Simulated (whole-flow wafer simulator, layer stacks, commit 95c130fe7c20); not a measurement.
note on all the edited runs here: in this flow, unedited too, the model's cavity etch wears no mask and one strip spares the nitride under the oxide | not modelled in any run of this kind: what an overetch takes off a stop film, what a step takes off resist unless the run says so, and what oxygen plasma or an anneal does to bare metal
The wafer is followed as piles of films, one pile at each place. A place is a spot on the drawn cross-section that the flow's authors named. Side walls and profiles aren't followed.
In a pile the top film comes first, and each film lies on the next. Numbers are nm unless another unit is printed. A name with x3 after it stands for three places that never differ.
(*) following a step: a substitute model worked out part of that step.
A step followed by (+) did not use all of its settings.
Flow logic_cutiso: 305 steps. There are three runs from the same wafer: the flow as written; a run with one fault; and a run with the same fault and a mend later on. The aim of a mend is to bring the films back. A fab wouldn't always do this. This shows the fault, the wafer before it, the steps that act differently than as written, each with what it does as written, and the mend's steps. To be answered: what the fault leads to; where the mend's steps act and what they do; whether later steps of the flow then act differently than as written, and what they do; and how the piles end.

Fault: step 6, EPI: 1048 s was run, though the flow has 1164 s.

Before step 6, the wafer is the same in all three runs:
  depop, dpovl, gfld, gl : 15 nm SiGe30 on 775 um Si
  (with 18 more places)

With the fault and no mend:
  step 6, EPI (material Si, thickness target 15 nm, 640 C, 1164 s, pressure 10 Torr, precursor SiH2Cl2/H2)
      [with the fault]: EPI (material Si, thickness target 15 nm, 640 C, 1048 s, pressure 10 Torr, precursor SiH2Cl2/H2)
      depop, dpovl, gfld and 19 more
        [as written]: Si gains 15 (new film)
        [with the fault]: Si gains 13.5 (new film)
  Steps further on in the flow that do not act as written (not shown: 2 more steps that differ only slightly, by at most 2% or 0.5 nm, whichever is larger):
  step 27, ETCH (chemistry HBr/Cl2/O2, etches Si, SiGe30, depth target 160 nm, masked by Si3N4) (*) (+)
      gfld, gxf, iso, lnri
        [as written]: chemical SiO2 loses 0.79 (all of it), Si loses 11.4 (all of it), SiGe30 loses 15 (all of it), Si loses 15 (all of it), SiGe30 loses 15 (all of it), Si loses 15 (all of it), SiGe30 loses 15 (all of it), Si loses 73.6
        [with the fault]: chemical SiO2 loses 0.79 (all of it), Si loses 11.4 (all of it), SiGe30 loses 15 (all of it), Si loses 15 (all of it), SiGe30 loses 15 (all of it), Si loses 13.5 (all of it), SiGe30 loses 15 (all of it), Si loses 75.1
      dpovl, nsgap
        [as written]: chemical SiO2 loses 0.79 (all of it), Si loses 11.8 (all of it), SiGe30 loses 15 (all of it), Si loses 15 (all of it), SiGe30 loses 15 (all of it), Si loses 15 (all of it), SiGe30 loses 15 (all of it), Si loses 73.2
        [with the fault]: chemical SiO2 loses 0.79 (all of it), Si loses 11.8 (all of it), SiGe30 loses 15 (all of it), Si loses 15 (all of it), SiGe30 loses 15 (all of it), Si loses 13.5 (all of it), SiGe30 loses 15 (all of it), Si loses 74.7
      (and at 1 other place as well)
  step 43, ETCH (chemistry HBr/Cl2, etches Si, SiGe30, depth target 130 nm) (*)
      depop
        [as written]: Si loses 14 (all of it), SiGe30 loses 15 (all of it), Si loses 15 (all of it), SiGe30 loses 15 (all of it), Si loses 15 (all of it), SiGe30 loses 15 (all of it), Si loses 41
        [with the fault]: Si loses 14 (all of it), SiGe30 loses 15 (all of it), Si loses 15 (all of it), SiGe30 loses 15 (all of it), Si loses 13.5 (all of it), SiGe30 loses 15 (all of it), Si loses 42.5
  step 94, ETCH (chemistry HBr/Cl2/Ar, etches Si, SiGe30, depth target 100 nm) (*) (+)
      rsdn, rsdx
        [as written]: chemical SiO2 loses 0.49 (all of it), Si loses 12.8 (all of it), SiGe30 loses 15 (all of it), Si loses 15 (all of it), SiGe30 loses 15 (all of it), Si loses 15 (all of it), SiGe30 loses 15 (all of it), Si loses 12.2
        [with the fault]: chemical SiO2 loses 0.49 (all of it), Si loses 12.8 (all of it), SiGe30 loses 15 (all of it), Si loses 15 (all of it), SiGe30 loses 15 (all of it), Si loses 13.5 (all of it), SiGe30 loses 15 (all of it), Si loses 13.7
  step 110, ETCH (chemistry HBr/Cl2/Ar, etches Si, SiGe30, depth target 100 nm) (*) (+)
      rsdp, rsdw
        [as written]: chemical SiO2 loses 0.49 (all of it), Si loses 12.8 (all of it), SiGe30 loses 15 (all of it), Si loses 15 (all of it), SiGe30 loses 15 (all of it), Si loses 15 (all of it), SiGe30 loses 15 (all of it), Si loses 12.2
        [with the fault]: chemical SiO2 loses 0.49 (all of it), Si loses 12.8 (all of it), SiGe30 loses 15 (all of it), Si loses 15 (all of it), SiGe30 loses 15 (all of it), Si loses 13.5 (all of it), SiGe30 loses 15 (all of it), Si loses 13.7
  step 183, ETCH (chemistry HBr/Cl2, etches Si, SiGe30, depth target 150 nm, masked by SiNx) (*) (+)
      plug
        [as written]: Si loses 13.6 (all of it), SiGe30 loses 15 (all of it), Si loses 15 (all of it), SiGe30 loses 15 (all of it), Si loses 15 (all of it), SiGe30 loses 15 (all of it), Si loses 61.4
        [with the fault]: Si loses 13.6 (all of it), SiGe30 loses 15 (all of it), Si loses 15 (all of it), SiGe30 loses 15 (all of it), Si loses 13.5 (all of it), SiGe30 loses 15 (all of it), Si loses 62.9
  At gl, glp, gxn and 6 more, the piles at the end differ from the flow's by more than 2% or 0.5 nm, whichever is larger.
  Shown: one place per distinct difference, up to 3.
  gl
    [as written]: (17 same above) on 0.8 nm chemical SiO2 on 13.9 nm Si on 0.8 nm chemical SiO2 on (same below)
    [with the fault]: (17 same above) on 0.8 nm chemical SiO2 on 12.4 nm Si on 0.8 nm chemical SiO2 on (same below)
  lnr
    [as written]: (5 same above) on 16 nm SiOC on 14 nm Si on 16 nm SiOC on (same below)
    [with the fault]: (5 same above) on 16 nm SiOC on 12.5 nm Si on 16 nm SiOC on (same below)
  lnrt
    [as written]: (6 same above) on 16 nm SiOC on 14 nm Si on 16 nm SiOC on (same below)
    [with the fault]: (6 same above) on 16 nm SiOC on 12.5 nm Si on 16 nm SiOC on (same below)

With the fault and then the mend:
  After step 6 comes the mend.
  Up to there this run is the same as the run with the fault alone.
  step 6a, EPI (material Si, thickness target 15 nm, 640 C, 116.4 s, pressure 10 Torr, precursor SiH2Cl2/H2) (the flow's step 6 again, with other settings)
      depop, dpovl, gfld and 19 more
        Si gains 1.5
  Every later step of the flow that is run acts as written at every place that is followed.
  At every place that both follow, the piles at the end match the flow's.
